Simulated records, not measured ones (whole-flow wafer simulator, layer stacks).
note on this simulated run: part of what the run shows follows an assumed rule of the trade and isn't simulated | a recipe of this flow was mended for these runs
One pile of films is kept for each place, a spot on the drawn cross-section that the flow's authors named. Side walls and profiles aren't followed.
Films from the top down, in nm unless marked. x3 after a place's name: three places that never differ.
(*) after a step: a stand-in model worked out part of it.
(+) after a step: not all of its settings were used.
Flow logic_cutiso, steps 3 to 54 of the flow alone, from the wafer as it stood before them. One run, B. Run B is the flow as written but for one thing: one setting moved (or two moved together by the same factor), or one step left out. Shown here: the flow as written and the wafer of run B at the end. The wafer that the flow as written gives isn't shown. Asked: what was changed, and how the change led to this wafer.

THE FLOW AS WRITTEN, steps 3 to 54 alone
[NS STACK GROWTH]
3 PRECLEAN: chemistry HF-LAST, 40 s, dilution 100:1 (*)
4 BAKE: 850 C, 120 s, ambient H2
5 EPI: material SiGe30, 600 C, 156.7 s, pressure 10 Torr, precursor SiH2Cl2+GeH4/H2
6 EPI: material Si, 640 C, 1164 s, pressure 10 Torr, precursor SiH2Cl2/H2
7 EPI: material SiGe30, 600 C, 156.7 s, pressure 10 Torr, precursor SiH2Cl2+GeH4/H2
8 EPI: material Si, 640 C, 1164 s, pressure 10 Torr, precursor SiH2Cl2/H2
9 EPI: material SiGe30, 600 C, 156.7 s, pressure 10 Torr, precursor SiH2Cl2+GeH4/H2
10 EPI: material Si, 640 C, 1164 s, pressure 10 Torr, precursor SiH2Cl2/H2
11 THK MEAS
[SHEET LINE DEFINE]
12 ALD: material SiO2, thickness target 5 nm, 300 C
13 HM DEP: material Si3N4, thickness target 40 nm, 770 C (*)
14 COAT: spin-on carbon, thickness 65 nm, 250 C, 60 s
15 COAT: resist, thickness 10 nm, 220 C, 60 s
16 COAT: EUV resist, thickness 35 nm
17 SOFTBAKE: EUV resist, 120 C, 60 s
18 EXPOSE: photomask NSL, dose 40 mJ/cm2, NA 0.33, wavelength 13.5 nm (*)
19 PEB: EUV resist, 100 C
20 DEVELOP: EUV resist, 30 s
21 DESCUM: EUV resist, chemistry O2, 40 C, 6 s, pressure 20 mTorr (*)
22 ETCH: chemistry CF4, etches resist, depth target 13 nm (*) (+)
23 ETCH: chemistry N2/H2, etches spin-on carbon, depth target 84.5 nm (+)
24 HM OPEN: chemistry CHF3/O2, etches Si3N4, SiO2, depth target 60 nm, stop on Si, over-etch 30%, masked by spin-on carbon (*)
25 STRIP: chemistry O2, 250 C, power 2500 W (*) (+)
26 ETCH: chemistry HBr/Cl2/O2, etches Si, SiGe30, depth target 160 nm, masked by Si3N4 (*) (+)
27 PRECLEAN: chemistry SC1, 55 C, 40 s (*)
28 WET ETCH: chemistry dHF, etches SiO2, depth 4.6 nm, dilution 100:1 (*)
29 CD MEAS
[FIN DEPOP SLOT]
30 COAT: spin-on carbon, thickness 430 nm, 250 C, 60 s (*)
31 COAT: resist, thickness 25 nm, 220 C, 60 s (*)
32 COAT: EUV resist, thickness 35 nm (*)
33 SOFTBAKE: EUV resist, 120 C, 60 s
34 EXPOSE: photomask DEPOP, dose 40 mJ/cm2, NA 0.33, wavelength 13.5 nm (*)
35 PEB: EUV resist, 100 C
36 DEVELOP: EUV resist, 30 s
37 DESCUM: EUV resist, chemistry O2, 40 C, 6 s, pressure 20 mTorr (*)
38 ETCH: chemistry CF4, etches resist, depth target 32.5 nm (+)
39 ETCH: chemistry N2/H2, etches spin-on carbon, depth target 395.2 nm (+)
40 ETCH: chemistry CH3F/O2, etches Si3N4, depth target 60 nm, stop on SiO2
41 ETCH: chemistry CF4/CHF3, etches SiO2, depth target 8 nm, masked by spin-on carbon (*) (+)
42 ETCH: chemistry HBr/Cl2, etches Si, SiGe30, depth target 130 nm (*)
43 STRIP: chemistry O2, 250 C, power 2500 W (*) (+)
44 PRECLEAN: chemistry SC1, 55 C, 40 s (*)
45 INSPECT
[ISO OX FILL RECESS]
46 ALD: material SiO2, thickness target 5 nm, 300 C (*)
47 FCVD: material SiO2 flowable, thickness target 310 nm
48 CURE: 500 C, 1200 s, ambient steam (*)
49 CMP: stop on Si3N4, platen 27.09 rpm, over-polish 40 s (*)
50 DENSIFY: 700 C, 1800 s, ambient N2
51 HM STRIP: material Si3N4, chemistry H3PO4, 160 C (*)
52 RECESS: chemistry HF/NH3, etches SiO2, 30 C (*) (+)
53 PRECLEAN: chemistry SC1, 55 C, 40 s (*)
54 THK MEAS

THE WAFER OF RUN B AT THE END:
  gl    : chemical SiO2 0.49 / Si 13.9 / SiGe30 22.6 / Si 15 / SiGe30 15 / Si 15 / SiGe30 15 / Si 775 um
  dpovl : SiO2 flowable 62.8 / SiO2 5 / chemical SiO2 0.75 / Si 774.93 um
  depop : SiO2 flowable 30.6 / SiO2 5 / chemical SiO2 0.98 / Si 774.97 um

The cause: step 9, EPI: 623 C was run, where the flow has 600 C.

How the change led to this, step by step:
  9 EPI: material SiGe30, 600 C, 156.7 s, pressure 10 Torr, precursor SiH2Cl2+GeH4/H2
      depop, dpovl, gfld and 19 more: SiGe30 +22.6 (new film) (as written it would be: SiGe30 +15 (new film))
  26 ETCH: chemistry HBr/Cl2/O2, etches Si, SiGe30, depth target 160 nm, masked by Si3N4 (*) (+)
      dpovl, gfld, gxf, iso, isow, lnri, nsgap: chemical SiO2 -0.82 (all of it), Si -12 (all of it), SiGe30 -22.6 (all of it), Si -15 (all of it), SiGe30 -15 (all of it), Si -15 (all of it), SiGe30 -15 (all of it), Si -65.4 (as written it would be: chemical SiO2 -0.82 (all of it), Si -12 (all of it), SiGe30 -15 (all of it), Si -15 (all of it), SiGe30 -15 (all of it), Si -15 (all of it), SiGe30 -15 (all of it), Si -73)
  42 ETCH: chemistry HBr/Cl2, etches Si, SiGe30, depth target 130 nm (*)
      depop: Si -13.8 (all of it), SiGe30 -22.6 (all of it), Si -15 (all of it), SiGe30 -15 (all of it), Si -15 (all of it), SiGe30 -15 (all of it), Si -33.6 (as written it would be: Si -13.8 (all of it), SiGe30 -15 (all of it), Si -15 (all of it), SiGe30 -15 (all of it), Si -15 (all of it), SiGe30 -15 (all of it), Si -41.2)
